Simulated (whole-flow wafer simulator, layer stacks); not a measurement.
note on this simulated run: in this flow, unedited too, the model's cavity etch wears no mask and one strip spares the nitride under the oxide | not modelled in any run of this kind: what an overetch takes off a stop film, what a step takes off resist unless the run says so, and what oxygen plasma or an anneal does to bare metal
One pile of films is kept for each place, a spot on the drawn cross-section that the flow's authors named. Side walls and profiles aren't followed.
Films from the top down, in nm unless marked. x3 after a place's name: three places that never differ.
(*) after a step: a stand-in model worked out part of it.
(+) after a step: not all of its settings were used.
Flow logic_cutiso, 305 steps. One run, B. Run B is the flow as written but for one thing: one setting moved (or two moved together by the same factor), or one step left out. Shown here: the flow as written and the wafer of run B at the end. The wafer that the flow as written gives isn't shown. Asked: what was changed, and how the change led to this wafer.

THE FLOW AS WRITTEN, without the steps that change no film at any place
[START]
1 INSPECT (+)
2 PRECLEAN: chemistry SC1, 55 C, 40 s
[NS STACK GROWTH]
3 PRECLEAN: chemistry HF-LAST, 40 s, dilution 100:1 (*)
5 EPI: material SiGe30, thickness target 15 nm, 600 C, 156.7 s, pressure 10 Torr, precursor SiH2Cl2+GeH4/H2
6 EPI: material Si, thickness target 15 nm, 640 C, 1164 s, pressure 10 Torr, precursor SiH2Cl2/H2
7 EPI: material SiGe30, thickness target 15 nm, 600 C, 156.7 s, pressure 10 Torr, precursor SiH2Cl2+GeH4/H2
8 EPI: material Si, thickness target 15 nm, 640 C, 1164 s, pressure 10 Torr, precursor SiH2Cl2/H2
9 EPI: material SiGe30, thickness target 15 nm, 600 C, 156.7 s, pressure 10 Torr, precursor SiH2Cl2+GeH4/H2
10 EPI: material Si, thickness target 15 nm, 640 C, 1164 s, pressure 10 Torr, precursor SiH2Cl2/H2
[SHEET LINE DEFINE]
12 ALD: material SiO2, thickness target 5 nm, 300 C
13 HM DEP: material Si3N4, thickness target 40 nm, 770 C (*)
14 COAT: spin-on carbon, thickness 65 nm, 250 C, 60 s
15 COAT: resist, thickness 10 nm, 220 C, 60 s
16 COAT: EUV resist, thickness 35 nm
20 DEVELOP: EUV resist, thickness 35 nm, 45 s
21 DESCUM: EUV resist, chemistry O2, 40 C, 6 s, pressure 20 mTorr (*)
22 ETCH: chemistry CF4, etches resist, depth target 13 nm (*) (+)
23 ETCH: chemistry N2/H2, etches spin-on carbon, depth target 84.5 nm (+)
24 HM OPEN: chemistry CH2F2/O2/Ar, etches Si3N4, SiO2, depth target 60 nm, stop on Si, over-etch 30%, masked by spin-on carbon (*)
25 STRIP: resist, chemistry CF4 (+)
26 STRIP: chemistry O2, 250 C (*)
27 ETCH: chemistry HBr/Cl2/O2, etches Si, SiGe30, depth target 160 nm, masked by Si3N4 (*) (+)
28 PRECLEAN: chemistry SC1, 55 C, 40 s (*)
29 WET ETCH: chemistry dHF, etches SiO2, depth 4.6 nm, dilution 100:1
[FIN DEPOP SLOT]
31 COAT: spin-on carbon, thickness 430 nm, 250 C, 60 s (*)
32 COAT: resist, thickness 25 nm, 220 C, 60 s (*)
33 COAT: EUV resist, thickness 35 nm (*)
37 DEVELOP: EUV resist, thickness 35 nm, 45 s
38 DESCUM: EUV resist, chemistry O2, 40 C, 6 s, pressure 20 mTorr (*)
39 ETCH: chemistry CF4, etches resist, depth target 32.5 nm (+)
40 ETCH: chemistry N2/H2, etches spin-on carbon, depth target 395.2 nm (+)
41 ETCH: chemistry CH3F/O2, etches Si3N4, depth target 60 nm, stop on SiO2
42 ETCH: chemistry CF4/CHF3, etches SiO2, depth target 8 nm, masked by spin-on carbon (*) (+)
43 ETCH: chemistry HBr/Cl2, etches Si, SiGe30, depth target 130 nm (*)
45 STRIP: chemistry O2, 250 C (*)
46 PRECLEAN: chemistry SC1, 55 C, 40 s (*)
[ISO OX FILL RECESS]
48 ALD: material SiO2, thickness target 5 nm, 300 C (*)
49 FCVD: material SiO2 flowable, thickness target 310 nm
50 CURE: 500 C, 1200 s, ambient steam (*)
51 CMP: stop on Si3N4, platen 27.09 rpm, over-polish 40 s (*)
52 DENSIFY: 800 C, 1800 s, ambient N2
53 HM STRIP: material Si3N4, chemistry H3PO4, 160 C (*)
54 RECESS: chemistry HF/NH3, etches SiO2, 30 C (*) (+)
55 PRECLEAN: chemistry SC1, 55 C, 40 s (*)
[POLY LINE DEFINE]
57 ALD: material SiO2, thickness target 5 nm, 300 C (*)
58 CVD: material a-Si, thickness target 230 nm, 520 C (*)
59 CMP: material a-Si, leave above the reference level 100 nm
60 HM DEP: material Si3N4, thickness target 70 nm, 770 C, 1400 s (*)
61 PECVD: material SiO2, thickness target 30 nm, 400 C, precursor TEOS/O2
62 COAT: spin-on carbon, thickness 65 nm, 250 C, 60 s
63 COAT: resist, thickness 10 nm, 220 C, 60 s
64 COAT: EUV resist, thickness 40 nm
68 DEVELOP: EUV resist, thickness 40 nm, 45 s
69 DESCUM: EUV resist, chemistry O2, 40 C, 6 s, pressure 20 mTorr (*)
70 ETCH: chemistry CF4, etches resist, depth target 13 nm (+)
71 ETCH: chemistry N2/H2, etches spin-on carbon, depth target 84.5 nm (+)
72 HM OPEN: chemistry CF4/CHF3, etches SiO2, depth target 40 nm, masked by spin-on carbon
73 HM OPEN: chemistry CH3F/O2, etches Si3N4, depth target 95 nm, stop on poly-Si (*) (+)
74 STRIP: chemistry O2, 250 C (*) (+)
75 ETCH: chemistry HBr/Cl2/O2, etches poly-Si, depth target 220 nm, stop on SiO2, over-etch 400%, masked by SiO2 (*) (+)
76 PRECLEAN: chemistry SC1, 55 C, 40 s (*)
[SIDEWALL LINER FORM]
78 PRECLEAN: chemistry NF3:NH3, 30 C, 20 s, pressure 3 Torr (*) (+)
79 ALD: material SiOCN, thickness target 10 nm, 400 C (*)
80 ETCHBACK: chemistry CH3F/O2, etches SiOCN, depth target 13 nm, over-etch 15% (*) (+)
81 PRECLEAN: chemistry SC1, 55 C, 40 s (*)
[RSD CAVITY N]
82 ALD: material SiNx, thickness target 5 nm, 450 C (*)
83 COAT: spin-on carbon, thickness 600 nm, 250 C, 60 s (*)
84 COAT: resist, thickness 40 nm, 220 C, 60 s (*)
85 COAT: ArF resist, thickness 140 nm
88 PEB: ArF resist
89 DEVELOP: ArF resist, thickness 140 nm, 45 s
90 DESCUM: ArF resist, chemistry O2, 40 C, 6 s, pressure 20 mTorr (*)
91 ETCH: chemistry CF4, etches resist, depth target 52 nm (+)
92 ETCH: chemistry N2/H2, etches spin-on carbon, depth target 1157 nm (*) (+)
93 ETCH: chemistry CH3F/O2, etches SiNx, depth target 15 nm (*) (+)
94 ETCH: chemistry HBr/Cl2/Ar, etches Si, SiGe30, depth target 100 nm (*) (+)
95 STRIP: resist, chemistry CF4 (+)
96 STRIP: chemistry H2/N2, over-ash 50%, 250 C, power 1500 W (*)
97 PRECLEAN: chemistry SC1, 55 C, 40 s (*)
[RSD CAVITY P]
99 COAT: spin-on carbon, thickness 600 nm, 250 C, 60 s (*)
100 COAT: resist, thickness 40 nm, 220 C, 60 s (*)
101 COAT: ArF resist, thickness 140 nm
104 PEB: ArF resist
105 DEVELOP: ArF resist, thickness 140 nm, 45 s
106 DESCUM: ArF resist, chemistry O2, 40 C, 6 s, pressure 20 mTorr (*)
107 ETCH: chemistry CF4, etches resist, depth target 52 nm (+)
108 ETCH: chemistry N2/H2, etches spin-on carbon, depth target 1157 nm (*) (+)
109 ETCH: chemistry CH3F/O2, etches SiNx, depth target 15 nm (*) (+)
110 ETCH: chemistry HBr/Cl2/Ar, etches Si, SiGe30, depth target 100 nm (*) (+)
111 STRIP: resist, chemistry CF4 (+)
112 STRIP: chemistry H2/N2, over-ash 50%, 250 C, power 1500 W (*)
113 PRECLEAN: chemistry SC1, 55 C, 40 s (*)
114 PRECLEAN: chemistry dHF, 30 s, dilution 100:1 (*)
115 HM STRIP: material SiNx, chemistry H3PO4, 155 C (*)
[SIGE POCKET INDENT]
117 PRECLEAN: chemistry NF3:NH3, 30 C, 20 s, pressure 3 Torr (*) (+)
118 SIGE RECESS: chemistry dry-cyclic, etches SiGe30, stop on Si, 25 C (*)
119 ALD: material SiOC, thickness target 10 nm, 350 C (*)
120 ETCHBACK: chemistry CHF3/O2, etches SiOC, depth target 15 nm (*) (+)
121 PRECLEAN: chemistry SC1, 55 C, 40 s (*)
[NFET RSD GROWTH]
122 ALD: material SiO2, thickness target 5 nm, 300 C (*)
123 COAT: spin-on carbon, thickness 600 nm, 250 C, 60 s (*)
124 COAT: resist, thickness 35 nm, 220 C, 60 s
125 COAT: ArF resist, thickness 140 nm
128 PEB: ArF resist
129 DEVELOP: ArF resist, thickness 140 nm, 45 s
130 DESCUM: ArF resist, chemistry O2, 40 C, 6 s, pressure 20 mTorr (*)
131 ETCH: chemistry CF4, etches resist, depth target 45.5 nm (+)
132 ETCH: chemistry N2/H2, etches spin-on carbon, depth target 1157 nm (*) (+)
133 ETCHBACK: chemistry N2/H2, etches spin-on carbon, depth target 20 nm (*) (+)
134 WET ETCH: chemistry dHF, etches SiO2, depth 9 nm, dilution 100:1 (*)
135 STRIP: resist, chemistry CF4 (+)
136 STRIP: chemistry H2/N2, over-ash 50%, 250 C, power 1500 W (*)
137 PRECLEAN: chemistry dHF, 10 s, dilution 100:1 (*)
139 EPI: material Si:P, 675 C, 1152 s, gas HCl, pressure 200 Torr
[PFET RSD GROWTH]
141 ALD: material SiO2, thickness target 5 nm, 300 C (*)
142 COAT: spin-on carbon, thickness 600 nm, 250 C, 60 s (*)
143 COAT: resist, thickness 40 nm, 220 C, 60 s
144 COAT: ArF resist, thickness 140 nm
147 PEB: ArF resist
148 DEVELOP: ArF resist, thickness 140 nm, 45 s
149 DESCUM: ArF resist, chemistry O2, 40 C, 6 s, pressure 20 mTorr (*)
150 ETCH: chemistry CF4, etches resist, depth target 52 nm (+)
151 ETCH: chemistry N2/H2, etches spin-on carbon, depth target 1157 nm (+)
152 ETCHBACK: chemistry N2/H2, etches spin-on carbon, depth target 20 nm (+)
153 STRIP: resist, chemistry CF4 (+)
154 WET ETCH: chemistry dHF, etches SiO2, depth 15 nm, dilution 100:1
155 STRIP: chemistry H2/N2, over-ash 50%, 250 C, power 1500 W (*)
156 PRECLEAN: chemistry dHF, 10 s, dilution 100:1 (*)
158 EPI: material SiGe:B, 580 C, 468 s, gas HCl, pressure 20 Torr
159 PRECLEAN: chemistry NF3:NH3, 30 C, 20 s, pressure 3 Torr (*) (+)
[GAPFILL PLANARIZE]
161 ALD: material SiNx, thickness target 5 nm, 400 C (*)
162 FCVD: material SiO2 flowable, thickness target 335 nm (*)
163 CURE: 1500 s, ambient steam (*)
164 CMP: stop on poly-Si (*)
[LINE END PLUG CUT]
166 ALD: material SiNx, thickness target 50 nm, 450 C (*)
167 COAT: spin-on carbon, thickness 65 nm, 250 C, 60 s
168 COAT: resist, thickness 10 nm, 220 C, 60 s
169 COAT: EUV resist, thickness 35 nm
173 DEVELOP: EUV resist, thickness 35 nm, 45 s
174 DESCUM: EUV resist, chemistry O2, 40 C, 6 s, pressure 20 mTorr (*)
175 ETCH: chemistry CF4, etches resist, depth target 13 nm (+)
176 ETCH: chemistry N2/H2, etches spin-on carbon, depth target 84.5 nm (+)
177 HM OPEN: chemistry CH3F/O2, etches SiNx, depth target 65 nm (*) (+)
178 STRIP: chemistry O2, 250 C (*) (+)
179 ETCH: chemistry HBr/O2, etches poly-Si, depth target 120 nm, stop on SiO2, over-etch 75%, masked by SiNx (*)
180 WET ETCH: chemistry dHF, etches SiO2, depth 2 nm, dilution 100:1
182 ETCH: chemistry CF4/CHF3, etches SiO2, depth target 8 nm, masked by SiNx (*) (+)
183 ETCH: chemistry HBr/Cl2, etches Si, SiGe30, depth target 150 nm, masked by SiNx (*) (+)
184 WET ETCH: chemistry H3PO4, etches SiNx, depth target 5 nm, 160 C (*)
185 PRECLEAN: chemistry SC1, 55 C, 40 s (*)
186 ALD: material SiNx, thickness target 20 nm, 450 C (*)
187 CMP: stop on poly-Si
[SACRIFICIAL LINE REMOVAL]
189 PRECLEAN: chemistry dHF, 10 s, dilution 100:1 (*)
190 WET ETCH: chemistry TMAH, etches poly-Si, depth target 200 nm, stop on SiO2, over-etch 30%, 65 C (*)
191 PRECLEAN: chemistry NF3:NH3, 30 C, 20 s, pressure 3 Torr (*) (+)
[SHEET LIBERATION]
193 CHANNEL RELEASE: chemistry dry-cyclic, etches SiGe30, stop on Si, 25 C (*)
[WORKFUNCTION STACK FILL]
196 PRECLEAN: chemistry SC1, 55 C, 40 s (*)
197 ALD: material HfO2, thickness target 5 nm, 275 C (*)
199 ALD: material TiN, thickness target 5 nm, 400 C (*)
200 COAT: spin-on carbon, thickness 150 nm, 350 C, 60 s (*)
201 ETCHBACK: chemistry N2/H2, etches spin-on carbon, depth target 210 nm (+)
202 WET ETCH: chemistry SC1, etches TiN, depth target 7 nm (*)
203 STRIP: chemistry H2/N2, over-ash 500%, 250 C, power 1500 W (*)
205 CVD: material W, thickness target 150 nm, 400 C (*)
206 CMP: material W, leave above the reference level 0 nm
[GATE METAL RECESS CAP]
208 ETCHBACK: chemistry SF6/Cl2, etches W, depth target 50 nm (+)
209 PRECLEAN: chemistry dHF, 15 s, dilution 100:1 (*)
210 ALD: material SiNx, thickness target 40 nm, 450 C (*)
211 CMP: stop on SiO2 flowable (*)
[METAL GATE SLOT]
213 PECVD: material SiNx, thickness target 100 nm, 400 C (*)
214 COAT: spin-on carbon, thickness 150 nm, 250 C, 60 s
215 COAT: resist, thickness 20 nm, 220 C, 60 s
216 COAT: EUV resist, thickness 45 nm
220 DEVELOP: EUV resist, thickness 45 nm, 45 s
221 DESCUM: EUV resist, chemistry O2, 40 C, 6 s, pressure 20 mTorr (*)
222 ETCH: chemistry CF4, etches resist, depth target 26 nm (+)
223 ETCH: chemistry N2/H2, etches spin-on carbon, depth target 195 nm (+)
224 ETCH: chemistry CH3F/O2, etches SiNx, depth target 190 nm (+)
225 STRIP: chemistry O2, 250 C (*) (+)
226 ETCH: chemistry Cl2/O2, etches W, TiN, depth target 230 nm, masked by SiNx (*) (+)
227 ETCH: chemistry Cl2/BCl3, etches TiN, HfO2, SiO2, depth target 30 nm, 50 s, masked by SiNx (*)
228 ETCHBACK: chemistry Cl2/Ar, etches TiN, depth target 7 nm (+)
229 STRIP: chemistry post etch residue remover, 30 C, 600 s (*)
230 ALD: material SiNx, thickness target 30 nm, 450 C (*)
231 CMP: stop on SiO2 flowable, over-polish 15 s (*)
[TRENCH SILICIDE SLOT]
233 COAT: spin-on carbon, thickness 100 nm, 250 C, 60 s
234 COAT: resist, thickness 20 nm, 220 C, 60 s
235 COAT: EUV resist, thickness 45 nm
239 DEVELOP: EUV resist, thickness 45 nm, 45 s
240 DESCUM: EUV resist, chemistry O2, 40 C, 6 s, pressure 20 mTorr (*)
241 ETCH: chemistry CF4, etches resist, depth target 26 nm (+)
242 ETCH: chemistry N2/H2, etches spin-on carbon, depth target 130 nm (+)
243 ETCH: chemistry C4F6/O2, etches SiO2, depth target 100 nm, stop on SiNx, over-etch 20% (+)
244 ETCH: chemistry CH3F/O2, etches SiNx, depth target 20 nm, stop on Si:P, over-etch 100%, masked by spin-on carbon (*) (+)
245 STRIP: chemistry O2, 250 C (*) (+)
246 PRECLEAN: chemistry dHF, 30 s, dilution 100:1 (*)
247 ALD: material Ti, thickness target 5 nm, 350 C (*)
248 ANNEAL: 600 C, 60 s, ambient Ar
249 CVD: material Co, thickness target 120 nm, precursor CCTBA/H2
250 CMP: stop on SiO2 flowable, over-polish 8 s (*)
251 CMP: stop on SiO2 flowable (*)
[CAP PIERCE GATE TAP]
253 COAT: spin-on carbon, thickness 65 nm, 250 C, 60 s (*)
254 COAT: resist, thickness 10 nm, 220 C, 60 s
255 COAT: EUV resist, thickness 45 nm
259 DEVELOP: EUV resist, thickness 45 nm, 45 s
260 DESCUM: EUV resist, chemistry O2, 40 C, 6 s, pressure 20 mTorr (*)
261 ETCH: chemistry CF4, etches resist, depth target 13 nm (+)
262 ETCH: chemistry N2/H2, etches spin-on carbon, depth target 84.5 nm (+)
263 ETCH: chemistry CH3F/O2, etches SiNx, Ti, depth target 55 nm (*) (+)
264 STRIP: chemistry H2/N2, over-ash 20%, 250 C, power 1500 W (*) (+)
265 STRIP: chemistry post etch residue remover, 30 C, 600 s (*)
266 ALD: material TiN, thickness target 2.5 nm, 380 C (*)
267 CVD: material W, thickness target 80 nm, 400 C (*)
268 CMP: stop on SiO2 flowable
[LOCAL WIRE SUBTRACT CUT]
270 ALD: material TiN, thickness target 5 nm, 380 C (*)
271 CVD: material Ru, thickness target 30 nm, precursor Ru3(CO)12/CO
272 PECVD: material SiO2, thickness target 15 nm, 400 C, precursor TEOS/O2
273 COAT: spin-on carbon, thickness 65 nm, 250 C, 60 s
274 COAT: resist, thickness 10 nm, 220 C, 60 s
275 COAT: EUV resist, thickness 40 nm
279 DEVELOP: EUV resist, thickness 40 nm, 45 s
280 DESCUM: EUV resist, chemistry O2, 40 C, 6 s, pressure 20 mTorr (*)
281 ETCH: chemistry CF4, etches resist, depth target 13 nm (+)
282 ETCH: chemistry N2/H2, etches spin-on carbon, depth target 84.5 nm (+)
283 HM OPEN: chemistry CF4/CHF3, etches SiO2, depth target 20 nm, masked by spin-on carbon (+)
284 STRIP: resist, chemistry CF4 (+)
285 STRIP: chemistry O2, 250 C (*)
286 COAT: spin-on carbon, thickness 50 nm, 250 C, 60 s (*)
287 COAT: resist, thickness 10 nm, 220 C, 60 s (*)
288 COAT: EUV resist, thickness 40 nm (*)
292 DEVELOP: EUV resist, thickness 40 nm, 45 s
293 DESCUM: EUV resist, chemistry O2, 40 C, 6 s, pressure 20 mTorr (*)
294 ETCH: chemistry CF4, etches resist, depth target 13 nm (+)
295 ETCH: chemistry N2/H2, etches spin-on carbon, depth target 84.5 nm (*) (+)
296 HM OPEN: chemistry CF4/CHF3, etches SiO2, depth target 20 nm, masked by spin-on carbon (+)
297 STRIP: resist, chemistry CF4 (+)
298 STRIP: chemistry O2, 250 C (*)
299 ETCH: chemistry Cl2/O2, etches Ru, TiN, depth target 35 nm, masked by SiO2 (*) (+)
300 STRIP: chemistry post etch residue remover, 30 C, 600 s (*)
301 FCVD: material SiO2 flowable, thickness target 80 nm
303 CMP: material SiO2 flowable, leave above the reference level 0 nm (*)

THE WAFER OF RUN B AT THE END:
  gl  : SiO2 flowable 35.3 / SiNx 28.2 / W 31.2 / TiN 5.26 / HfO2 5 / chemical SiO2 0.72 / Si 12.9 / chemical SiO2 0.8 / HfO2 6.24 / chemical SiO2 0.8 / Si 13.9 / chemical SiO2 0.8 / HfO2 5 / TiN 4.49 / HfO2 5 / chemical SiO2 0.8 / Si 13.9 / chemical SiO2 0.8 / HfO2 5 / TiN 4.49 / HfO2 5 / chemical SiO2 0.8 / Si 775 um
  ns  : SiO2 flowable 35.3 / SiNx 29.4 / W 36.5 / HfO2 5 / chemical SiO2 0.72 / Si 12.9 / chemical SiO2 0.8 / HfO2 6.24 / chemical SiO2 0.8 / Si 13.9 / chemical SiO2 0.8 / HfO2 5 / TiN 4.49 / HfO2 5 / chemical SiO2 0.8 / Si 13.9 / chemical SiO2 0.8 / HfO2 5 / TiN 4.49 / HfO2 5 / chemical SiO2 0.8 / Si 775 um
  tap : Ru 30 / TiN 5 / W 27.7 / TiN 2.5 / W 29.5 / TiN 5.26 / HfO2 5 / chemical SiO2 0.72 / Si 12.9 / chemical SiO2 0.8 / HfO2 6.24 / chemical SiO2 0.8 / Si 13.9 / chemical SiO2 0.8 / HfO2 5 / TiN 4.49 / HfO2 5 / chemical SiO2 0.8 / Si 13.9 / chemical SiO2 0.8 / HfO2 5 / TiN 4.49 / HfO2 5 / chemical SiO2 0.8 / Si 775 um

The cause: step 9, EPI: 70.5 s was run, where the flow has 156.7 s.

How the change led to this, step by step:
  9 EPI: material SiGe30, thickness target 15 nm, 600 C, 156.7 s, pressure 10 Torr, precursor SiH2Cl2+GeH4/H2
      depop, dpovl, gfld and 19 more: SiGe30 +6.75 (new film) (as written it would be: SiGe30 +15 (new film))
  27 ETCH: chemistry HBr/Cl2/O2, etches Si, SiGe30, depth target 160 nm, masked by Si3N4 (*) (+)
      gfld, gxf, iso, lnri: chemical SiO2 -0.79 (all of it), Si -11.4 (all of it), SiGe30 -6.75 (all of it), Si -15 (all of it), SiGe30 -15 (all of it), Si -15 (all of it), SiGe30 -15 (all of it), Si -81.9 (as written it would be: chemical SiO2 -0.79 (all of it), Si -11.4 (all of it), SiGe30 -15 (all of it), Si -15 (all of it), SiGe30 -15 (all of it), Si -15 (all of it), SiGe30 -15 (all of it), Si -73.6)
      dpovl, nsgap: chemical SiO2 -0.79 (all of it), Si -11.8 (all of it), SiGe30 -6.75 (all of it), Si -15 (all of it), SiGe30 -15 (all of it), Si -15 (all of it), SiGe30 -15 (all of it), Si -81.5 (as written it would be: chemical SiO2 -0.79 (all of it), Si -11.8 (all of it), SiGe30 -15 (all of it), Si -15 (all of it), SiGe30 -15 (all of it), Si -15 (all of it), SiGe30 -15 (all of it), Si -73.2)
      (and at 1 more place)
  43 ETCH: chemistry HBr/Cl2, etches Si, SiGe30, depth target 130 nm (*)
      depop: Si -14 (all of it), SiGe30 -6.75 (all of it), Si -15 (all of it), SiGe30 -15 (all of it), Si -15 (all of it), SiGe30 -15 (all of it), Si -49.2 (as written it would be: Si -14 (all of it), SiGe30 -15 (all of it), Si -15 (all of it), SiGe30 -15 (all of it), Si -15 (all of it), SiGe30 -15 (all of it), Si -41)
  94 ETCH: chemistry HBr/Cl2/Ar, etches Si, SiGe30, depth target 100 nm (*) (+)
      rsdn, rsdx: chemical SiO2 -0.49 (all of it), Si -12.8 (all of it), SiGe30 -6.75 (all of it), Si -15 (all of it), SiGe30 -15 (all of it), Si -15 (all of it), SiGe30 -15 (all of it), Si -20.4 (as written it would be: chemical SiO2 -0.49 (all of it), Si -12.8 (all of it), SiGe30 -15 (all of it), Si -15 (all of it), SiGe30 -15 (all of it), Si -15 (all of it), SiGe30 -15 (all of it), Si -12.2)
  110 ETCH: chemistry HBr/Cl2/Ar, etches Si, SiGe30, depth target 100 nm (*) (+)
      rsdp, rsdw: chemical SiO2 -0.49 (all of it), Si -12.8 (all of it), SiGe30 -6.75 (all of it), Si -15 (all of it), SiGe30 -15 (all of it), Si -15 (all of it), SiGe30 -15 (all of it), Si -20.4 (as written it would be: chemical SiO2 -0.49 (all of it), Si -12.8 (all of it), SiGe30 -15 (all of it), Si -15 (all of it), SiGe30 -15 (all of it), Si -15 (all of it), SiGe30 -15 (all of it), Si -12.2)
  118 SIGE RECESS: chemistry dry-cyclic, etches SiGe30, stop on Si, 25 C (*)
      lnr, lnrp, lnrt: SiOCN -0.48, Si -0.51, cavity +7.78 (new film), SiGe30 -6.75 (all of it), Si -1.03, cavity +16 (new film), SiGe30 -15 (all of it), Si -1.03, cavity +16 (new film), SiGe30 -15 (all of it), Si -0.51 (as written it would be: SiOCN -0.48, Si -0.51, cavity +16 (new film), SiGe30 -15 (all of it), Si -1.03, cavity +16 (new film), SiGe30 -15 (all of it), Si -1.03, cavity +16 (new film), SiGe30 -15 (all of it), Si -0.51)
  119 ALD: material SiOC, thickness target 10 nm, 350 C (*)
      lnr, lnrp, lnrt: SiOC +10 (new film), SiOC +7.78 (new film), cavity -7.78 (all of it), SiOC +16 (new film), cavity -16 (all of it), SiOC +16 (new film), cavity -16 (all of it) (as written it would be: SiOC +10 (new film), SiOC +16 (new film), cavity -16 (all of it), SiOC +16 (new film), cavity -16 (all of it), SiOC +16 (new film), cavity -16 (all of it))
  183 ETCH: chemistry HBr/Cl2, etches Si, SiGe30, depth target 150 nm, masked by SiNx (*) (+)
      plug: Si -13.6 (all of it), SiGe30 -6.75 (all of it), Si -15 (all of it), SiGe30 -15 (all of it), Si -15 (all of it), SiGe30 -15 (all of it), Si -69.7 (as written it would be: Si -13.6 (all of it), SiGe30 -15 (all of it), Si -15 (all of it), SiGe30 -15 (all of it), Si -15 (all of it), SiGe30 -15 (all of it), Si -61.4)
  193 CHANNEL RELEASE: chemistry dry-cyclic, etches SiGe30, stop on Si, 25 C (*)
      gl, glp, gxn, gxp, ns, tap: chemical SiO2 +0.8 (new film), Si -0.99, chemical SiO2 +0.8 (new film), cavity +6.24 (new film), chemical SiO2 +0.8 (new film), SiGe30 -6.75 (all of it), Si -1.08, chemical SiO2 +0.8 (new film), cavity +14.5 (new film), chemical SiO2 +0.8 (new film), SiGe30 -15 (all of it), Si -1.08, chemical SiO2 +0.8 (new film), cavity +14.5 (new film), chemical SiO2 +0.8 (new film), SiGe30 -15 (all of it), Si -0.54 (as written it would be: chemical SiO2 +0.8 (new film), Si -0.99, chemical SiO2 +0.8 (new film), cavity +14.5 (new film), chemical SiO2 +0.8 (new film), SiGe30 -15 (all of it), Si -1.08, chemical SiO2 +0.8 (new film), cavity +14.5 (new film), chemical SiO2 +0.8 (new film), SiGe30 -15 (all of it), Si -1.08, chemical SiO2 +0.8 (new film), cavity +14.5 (new film), chemical SiO2 +0.8 (new film), SiGe30 -15 (all of it), Si -0.54)
  197 ALD: material HfO2, thickness target 5 nm, 275 C (*)
      gl, glp, gxn, gxp, ns, tap: HfO2 +5 (new film), HfO2 +6.24 (new film), cavity -6.24 (all of it), HfO2 +5 (new film), cavity -10, HfO2 +5 (new film), HfO2 +5 (new film), cavity -10, HfO2 +5 (new film) (as written it would be: HfO2 +5 (new film), HfO2 +5 (new film), cavity -10, HfO2 +5 (new film), HfO2 +5 (new film), cavity -10, HfO2 +5 (new film), HfO2 +5 (new film), cavity -10, HfO2 +5 (new film))
  199 ALD: material TiN, thickness target 5 nm, 400 C (*)
      gl, glp, tap: TiN +5.26 (new film), TiN +4.49 (new film), cavity -4.49 (all of it), TiN +4.49 (new film), cavity -4.49 (all of it) (as written it would be: TiN +5.26 (new film), TiN +4.49 (new film), cavity -4.49 (all of it), TiN +4.49 (new film), cavity -4.49 (all of it), TiN +4.49 (new film), cavity -4.49 (all of it))
      gxn, gxp, ns: TiN +5 (new film), TiN +4.49 (new film), cavity -4.49 (all of it), TiN +4.49 (new film), cavity -4.49 (all of it) (as written it would be: TiN +5 (new film), TiN +4.49 (new film), cavity -4.49 (all of it), TiN +4.49 (new film), cavity -4.49 (all of it), TiN +4.49 (new film), cavity -4.49 (all of it))
Counting metal films that touch as one body, gl has 3 bodies (between them, from the top down: HfO2 5 / chemical SiO2 0.72 / Si 12.9 / chemical SiO2 0.8 / HfO2 6.24 / chemical SiO2 0.8 / Si 13.9 / chemical SiO2 0.8 / HfO2 5; HfO2 5 / chemical SiO2 0.8 / Si 13.9 / chemical SiO2 0.8 / HfO2 5); the flow as written gives 4 bodies (between them, from the top down: HfO2 5 / chemical SiO2 0.72 / Si 12.9 / chemical SiO2 0.8 / HfO2 5; HfO2 5 / chemical SiO2 0.8 / Si 13.9 / chemical SiO2 0.8 / HfO2 5; HfO2 5 / chemical SiO2 0.8 / Si 13.9 / chemical SiO2 0.8 / HfO2 5).
Counting metal films that touch as one body, ns has 3 bodies (between them, from the top down: HfO2 5 / chemical SiO2 0.72 / Si 12.9 / chemical SiO2 0.8 / HfO2 6.24 / chemical SiO2 0.8 / Si 13.9 / chemical SiO2 0.8 / HfO2 5; HfO2 5 / chemical SiO2 0.8 / Si 13.9 / chemical SiO2 0.8 / HfO2 5); the flow as written gives 4 bodies (between them, from the top down: HfO2 5 / chemical SiO2 0.72 / Si 12.9 / chemical SiO2 0.8 / HfO2 5; HfO2 5 / chemical SiO2 0.8 / Si 13.9 / chemical SiO2 0.8 / HfO2 5; HfO2 5 / chemical SiO2 0.8 / Si 13.9 / chemical SiO2 0.8 / HfO2 5).
Counting metal films that touch as one body, tap has 3 bodies (between them, from the top down: HfO2 5 / chemical SiO2 0.72 / Si 12.9 / chemical SiO2 0.8 / HfO2 6.24 / chemical SiO2 0.8 / Si 13.9 / chemical SiO2 0.8 / HfO2 5; HfO2 5 / chemical SiO2 0.8 / Si 13.9 / chemical SiO2 0.8 / HfO2 5); the flow as written gives 4 bodies (between them, from the top down: HfO2 5 / chemical SiO2 0.72 / Si 12.9 / chemical SiO2 0.8 / HfO2 5; HfO2 5 / chemical SiO2 0.8 / Si 13.9 / chemical SiO2 0.8 / HfO2 5; HfO2 5 / chemical SiO2 0.8 / Si 13.9 / chemical SiO2 0.8 / HfO2 5).
